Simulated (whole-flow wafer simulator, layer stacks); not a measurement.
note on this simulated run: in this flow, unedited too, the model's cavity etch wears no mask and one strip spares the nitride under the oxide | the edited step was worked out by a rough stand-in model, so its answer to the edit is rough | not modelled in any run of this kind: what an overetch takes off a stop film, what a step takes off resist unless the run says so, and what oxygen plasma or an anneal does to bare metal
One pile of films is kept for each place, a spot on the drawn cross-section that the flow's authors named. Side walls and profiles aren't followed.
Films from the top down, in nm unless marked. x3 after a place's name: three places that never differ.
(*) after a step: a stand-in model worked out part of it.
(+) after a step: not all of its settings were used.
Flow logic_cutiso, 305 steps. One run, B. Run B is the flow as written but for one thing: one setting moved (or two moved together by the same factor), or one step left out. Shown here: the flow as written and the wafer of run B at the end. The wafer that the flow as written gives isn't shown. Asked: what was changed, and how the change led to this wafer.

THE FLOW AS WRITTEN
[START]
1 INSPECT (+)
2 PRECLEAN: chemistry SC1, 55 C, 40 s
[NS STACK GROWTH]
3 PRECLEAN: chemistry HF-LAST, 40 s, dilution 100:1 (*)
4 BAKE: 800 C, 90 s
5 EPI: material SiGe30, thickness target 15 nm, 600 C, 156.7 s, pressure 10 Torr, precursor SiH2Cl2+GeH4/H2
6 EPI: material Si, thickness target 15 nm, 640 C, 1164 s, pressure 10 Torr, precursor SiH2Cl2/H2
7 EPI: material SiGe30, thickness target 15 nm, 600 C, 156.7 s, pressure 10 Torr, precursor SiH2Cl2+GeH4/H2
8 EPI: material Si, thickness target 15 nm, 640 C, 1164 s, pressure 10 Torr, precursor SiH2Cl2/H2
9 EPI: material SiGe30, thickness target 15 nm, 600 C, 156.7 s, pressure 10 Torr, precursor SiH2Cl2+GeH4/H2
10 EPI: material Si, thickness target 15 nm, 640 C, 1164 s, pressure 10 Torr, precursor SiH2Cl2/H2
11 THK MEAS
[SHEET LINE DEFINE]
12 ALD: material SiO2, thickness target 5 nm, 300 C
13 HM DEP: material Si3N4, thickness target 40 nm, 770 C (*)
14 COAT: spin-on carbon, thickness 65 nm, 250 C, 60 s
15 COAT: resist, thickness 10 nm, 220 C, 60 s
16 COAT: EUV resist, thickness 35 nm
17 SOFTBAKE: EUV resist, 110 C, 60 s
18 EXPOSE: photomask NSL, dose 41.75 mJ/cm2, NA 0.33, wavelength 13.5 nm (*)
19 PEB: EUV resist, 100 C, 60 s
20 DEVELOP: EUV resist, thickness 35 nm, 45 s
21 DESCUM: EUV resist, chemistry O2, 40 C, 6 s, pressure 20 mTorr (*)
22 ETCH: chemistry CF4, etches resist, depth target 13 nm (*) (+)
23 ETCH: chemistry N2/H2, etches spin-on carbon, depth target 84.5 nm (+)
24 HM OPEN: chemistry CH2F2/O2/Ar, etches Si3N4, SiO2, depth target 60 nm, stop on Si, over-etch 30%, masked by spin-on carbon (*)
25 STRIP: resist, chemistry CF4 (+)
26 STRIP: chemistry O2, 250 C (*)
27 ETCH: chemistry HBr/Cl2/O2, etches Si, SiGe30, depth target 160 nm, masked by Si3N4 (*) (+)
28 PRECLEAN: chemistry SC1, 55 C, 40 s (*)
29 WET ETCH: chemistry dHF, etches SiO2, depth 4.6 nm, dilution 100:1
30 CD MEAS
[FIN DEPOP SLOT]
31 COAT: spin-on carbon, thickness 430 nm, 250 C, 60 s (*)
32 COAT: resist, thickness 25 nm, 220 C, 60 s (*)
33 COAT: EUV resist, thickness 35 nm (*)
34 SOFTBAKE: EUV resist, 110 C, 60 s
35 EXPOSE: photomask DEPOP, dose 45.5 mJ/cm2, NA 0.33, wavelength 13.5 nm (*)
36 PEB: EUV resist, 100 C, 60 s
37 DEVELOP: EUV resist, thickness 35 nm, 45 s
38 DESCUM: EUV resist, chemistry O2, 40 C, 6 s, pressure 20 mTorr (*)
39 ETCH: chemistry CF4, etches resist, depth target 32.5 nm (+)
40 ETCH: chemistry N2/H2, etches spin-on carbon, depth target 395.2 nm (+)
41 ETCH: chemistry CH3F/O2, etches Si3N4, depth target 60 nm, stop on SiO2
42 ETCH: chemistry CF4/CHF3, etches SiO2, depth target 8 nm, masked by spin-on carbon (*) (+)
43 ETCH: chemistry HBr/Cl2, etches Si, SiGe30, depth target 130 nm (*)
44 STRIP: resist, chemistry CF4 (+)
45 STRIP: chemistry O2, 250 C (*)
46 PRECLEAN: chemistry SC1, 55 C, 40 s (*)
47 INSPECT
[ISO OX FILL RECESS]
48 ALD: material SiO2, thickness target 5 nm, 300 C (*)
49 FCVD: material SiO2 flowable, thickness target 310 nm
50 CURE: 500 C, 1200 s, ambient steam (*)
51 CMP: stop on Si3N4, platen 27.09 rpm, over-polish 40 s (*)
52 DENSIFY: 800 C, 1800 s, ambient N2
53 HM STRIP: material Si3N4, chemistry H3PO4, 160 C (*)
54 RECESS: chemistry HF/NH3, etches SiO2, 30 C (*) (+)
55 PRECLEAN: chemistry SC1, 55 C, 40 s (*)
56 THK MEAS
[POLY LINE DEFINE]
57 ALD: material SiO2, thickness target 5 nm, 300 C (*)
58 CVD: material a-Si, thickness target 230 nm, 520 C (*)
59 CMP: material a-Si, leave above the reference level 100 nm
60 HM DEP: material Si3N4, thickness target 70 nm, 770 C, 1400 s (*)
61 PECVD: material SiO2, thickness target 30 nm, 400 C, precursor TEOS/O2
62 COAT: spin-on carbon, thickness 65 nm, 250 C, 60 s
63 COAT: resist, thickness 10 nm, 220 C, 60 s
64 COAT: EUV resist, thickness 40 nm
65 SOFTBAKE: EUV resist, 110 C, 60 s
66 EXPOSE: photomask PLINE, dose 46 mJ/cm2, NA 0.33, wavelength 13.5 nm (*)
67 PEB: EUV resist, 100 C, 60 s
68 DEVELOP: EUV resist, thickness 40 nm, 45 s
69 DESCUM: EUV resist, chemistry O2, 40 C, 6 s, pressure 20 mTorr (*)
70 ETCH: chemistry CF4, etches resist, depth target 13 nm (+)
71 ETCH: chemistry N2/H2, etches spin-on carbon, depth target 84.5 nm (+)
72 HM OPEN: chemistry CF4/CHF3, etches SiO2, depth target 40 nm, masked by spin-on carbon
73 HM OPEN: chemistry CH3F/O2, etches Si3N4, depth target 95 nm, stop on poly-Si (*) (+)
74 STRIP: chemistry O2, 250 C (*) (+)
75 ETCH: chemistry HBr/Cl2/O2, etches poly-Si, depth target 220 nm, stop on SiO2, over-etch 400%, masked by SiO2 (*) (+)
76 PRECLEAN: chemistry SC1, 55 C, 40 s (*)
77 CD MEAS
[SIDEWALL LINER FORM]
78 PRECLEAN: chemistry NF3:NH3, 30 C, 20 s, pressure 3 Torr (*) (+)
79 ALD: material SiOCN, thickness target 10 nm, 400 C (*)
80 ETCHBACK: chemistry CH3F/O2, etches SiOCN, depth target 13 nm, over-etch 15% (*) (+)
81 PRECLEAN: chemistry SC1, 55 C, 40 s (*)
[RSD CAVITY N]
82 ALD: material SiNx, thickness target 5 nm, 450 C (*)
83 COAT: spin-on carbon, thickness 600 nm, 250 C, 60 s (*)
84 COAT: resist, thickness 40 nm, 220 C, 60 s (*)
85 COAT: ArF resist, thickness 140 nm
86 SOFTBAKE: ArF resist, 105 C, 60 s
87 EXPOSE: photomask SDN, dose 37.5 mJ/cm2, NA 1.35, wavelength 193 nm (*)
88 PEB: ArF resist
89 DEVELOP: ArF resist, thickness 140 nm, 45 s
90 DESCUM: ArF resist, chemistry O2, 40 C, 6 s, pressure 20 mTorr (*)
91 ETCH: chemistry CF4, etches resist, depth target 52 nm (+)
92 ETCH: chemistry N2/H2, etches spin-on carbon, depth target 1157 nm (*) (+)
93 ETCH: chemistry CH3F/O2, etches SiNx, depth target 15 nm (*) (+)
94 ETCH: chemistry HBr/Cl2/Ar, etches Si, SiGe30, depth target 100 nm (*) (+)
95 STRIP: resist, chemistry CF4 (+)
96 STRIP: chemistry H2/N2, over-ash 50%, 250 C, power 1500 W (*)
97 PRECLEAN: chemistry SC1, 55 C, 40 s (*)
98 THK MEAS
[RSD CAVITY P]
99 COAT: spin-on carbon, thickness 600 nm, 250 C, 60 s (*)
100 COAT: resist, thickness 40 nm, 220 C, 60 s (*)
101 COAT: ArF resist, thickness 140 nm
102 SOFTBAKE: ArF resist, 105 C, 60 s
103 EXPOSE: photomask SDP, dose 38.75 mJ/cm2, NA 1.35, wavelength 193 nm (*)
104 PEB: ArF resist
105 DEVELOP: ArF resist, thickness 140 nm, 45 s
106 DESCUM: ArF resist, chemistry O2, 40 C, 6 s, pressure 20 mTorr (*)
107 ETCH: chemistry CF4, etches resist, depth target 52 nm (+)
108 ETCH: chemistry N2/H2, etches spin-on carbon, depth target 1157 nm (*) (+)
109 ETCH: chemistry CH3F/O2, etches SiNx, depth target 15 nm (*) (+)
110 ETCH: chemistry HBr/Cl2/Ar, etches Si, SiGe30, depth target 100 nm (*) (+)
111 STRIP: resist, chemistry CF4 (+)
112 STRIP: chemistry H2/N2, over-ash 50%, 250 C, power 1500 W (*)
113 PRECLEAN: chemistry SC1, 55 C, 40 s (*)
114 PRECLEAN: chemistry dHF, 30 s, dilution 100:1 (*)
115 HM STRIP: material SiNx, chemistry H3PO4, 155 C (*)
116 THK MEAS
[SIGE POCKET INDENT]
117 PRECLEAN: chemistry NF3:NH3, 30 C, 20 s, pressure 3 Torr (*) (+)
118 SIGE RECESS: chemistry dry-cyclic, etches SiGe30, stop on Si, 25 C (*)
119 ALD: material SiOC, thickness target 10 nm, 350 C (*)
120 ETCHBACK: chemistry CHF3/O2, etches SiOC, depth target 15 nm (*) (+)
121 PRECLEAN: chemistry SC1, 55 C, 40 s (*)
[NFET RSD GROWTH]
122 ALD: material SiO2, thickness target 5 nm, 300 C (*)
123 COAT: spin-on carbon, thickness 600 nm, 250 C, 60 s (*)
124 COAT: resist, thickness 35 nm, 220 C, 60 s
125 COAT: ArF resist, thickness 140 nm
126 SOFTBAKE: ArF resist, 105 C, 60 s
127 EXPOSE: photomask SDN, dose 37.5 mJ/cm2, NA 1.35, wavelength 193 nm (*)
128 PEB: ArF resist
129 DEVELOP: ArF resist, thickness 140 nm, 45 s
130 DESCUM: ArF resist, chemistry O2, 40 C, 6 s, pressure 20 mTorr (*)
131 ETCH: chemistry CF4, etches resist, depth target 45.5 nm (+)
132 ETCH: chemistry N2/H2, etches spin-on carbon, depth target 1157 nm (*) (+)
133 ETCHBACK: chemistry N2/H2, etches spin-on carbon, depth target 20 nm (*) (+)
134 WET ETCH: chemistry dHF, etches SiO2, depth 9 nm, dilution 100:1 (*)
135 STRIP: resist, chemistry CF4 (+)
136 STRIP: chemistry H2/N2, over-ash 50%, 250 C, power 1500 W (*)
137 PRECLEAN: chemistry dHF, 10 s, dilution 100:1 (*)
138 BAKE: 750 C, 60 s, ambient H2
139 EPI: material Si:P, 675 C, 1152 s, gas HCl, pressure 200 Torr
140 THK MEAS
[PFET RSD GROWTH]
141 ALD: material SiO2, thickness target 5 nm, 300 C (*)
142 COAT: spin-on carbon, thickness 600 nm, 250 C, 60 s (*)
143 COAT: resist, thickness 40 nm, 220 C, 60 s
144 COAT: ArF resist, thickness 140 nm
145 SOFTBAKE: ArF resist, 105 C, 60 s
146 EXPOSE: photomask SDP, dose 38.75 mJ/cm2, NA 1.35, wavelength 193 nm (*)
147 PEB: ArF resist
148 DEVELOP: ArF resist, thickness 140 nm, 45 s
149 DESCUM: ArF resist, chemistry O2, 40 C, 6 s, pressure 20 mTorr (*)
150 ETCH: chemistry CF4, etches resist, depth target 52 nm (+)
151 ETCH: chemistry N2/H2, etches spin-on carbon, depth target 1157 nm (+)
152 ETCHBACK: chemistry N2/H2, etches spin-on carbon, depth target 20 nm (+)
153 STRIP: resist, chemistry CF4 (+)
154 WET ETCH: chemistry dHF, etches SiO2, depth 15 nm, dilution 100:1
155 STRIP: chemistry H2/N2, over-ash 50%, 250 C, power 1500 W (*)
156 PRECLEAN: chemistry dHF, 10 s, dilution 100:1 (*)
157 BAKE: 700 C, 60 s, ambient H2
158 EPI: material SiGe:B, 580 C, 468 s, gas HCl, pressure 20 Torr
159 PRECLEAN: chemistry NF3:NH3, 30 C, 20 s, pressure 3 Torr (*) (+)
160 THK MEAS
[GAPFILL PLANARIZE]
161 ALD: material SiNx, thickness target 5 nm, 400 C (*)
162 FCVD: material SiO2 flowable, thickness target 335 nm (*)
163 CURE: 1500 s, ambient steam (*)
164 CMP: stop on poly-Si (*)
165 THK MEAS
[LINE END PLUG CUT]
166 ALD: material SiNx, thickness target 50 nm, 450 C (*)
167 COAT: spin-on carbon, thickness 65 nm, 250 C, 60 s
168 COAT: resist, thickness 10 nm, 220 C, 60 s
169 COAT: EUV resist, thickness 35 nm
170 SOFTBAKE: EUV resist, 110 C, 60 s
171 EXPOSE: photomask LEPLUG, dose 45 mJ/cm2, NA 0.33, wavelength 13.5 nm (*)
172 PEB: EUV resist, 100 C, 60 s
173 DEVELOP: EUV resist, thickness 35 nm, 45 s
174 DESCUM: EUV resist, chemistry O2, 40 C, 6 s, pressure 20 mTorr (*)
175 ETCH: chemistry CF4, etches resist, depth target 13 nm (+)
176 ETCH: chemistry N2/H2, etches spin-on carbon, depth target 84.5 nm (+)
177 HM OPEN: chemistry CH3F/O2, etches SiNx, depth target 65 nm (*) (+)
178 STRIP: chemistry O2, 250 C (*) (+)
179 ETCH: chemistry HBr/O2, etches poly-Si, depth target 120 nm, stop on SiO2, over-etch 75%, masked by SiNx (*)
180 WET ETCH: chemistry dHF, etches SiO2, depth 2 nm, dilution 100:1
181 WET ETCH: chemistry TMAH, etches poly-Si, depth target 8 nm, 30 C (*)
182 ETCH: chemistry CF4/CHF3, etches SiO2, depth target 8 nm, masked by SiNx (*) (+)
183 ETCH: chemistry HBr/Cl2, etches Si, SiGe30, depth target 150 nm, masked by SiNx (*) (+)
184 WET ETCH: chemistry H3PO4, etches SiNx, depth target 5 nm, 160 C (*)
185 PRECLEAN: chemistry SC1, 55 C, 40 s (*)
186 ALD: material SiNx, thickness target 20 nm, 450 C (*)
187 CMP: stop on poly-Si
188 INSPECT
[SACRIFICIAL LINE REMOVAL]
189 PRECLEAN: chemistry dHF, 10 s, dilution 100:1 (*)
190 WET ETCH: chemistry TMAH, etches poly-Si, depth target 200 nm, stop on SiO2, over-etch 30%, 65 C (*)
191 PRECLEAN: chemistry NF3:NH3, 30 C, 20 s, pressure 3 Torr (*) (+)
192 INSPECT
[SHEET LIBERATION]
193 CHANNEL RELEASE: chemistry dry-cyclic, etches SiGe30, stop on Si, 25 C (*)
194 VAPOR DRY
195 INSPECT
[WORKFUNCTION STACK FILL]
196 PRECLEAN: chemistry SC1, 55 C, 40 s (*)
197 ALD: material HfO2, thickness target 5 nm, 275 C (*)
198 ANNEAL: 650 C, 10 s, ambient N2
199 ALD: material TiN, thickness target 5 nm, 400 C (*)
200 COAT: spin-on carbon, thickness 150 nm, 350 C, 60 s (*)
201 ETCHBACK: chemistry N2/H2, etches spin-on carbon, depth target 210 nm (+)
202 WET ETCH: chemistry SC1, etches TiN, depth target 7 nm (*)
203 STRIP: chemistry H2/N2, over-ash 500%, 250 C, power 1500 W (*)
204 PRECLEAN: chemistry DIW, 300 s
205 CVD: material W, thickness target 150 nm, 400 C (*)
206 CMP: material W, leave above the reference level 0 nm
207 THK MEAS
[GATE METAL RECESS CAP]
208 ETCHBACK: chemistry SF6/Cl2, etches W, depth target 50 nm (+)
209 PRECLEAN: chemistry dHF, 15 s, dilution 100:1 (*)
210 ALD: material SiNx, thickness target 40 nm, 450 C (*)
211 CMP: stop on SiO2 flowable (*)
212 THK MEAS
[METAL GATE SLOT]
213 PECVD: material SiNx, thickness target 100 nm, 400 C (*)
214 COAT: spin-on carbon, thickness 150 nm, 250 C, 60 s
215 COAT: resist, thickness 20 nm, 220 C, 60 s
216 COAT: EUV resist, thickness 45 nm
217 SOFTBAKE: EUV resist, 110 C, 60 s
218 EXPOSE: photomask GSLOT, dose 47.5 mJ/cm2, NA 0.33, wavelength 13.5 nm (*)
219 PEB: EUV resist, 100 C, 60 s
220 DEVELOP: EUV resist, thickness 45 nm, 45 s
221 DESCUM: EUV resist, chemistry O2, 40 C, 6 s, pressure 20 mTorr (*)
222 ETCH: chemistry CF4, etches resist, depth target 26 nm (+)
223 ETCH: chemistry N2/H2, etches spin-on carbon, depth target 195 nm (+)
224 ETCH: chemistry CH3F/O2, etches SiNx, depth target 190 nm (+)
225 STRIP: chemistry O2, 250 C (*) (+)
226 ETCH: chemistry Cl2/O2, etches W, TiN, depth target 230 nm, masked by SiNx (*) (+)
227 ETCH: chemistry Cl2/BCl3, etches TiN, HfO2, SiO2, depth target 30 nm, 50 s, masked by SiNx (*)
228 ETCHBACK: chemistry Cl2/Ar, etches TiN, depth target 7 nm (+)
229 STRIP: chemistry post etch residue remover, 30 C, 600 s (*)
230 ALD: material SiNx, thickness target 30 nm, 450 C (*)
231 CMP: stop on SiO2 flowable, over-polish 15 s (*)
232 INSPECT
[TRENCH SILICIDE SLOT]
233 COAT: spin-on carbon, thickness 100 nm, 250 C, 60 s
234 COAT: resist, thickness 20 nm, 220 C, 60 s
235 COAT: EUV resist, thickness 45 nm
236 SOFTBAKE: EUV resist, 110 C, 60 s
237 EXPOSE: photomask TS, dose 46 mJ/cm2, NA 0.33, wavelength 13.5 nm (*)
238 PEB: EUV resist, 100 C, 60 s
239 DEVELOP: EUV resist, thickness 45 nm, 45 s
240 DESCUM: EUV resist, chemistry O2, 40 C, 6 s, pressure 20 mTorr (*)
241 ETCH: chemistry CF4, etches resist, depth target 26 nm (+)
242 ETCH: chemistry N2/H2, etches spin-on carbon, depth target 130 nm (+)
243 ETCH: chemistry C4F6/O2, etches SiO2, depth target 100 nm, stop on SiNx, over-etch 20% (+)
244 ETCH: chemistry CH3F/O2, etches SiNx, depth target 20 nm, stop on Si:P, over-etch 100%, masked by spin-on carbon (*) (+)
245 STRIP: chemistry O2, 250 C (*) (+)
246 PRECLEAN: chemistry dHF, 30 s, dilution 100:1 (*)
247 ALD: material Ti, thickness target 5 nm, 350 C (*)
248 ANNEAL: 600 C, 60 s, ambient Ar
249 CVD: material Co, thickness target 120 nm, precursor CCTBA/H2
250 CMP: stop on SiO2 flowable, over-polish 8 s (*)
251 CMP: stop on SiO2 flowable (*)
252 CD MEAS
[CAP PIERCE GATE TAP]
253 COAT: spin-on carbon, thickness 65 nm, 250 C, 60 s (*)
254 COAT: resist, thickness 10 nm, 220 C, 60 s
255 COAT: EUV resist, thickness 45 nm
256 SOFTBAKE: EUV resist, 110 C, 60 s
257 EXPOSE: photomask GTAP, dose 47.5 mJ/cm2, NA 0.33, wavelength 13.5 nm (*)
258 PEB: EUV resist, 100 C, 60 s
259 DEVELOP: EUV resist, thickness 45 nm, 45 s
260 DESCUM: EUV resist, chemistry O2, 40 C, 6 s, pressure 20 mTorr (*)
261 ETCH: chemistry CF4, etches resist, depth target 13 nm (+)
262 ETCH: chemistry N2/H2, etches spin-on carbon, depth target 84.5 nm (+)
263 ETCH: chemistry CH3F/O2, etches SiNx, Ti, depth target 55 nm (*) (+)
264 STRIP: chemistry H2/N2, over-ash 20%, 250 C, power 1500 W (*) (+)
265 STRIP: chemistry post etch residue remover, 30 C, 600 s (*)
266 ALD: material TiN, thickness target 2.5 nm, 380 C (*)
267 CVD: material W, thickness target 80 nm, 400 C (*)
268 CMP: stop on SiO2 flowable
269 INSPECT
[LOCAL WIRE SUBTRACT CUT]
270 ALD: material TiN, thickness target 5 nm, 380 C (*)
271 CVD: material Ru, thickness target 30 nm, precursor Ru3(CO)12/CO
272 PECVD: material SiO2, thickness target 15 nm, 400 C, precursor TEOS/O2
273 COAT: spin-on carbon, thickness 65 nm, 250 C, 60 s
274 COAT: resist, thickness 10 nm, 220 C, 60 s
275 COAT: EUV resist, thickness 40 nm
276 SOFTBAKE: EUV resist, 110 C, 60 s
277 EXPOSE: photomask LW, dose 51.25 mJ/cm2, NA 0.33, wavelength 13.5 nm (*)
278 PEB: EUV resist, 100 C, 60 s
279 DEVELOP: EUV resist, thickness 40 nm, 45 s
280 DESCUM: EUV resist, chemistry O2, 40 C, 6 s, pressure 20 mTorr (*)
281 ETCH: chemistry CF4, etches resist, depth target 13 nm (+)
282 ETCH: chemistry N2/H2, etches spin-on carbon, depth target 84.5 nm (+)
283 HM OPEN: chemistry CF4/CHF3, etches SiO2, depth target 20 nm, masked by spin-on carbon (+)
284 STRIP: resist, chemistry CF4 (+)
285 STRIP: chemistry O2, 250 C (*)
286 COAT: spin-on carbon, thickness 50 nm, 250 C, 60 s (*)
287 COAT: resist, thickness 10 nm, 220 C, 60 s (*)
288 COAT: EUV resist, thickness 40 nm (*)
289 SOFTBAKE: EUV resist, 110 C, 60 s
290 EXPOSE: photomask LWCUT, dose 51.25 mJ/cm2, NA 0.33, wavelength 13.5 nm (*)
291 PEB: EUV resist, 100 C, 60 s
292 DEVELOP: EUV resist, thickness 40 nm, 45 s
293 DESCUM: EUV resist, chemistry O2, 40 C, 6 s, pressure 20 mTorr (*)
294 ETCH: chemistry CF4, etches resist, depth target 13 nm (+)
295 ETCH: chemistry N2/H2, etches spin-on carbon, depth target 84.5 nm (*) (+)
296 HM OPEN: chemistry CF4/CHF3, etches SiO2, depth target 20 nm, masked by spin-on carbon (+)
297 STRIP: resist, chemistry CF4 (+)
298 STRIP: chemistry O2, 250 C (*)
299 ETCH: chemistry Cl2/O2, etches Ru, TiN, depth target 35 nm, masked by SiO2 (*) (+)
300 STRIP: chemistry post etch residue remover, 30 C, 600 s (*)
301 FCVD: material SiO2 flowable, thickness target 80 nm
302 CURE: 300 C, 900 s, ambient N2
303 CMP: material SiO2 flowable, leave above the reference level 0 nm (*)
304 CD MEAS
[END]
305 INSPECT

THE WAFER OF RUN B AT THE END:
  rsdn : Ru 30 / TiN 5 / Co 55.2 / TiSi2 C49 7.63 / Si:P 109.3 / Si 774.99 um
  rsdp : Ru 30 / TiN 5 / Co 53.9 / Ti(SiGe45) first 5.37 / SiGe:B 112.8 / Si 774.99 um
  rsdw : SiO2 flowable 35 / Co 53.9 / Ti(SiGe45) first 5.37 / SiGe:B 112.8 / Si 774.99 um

The cause: step 247, ALD: thickness target 3 nm was run, where the flow has thickness target 5 nm.

How the change led to this, step by step:
  247 ALD: material Ti, thickness target 5 nm, 350 C (*)
      depop, dpovl, gfld and 19 more: Ti +3 (new film) (as written it would be: Ti +5 (new film))
  248 ANNEAL: 600 C, 60 s, ambient Ar
      rsdp, rsdw: Ti(SiGe45) first +5.37 (new film), Ti -3 (all of it), SiGe:B -3.59 (as written it would be: Ti(SiGe45) first +8.95 (new film), Ti -5 (all of it), SiGe:B -5.98)
      rsdn: TiSi2 C49 +7.63 (new film), Ti -3 (all of it), Si:P -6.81 (as written it would be: TiSi2 C49 +12.7 (new film), Ti -5 (all of it), Si:P -11.3)
  250 CMP: stop on SiO2 flowable, over-polish 8 s (*)
      rsdx: Co -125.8 (as written it would be: Co -127.9 (all of it))
      gl, glp, gxf, gxn, gxp, tap: Co -120.3 (all of it), Ti -3 (all of it), SiNx -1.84 (as written it would be: Co -120.3 (all of it), Ti -5 (all of it), SiNx -1.84)
      (and at 11 more places)
  251 CMP: stop on SiO2 flowable (*)
      rsdx: Co -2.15 (all of it), Ti -3 (all of it) (as written it would be: Ti -5 (all of it))
      iso: Co -3.22 (all of it), Ti -2.34 (as written it would be: Co -1.22 (all of it), Ti -4.34)
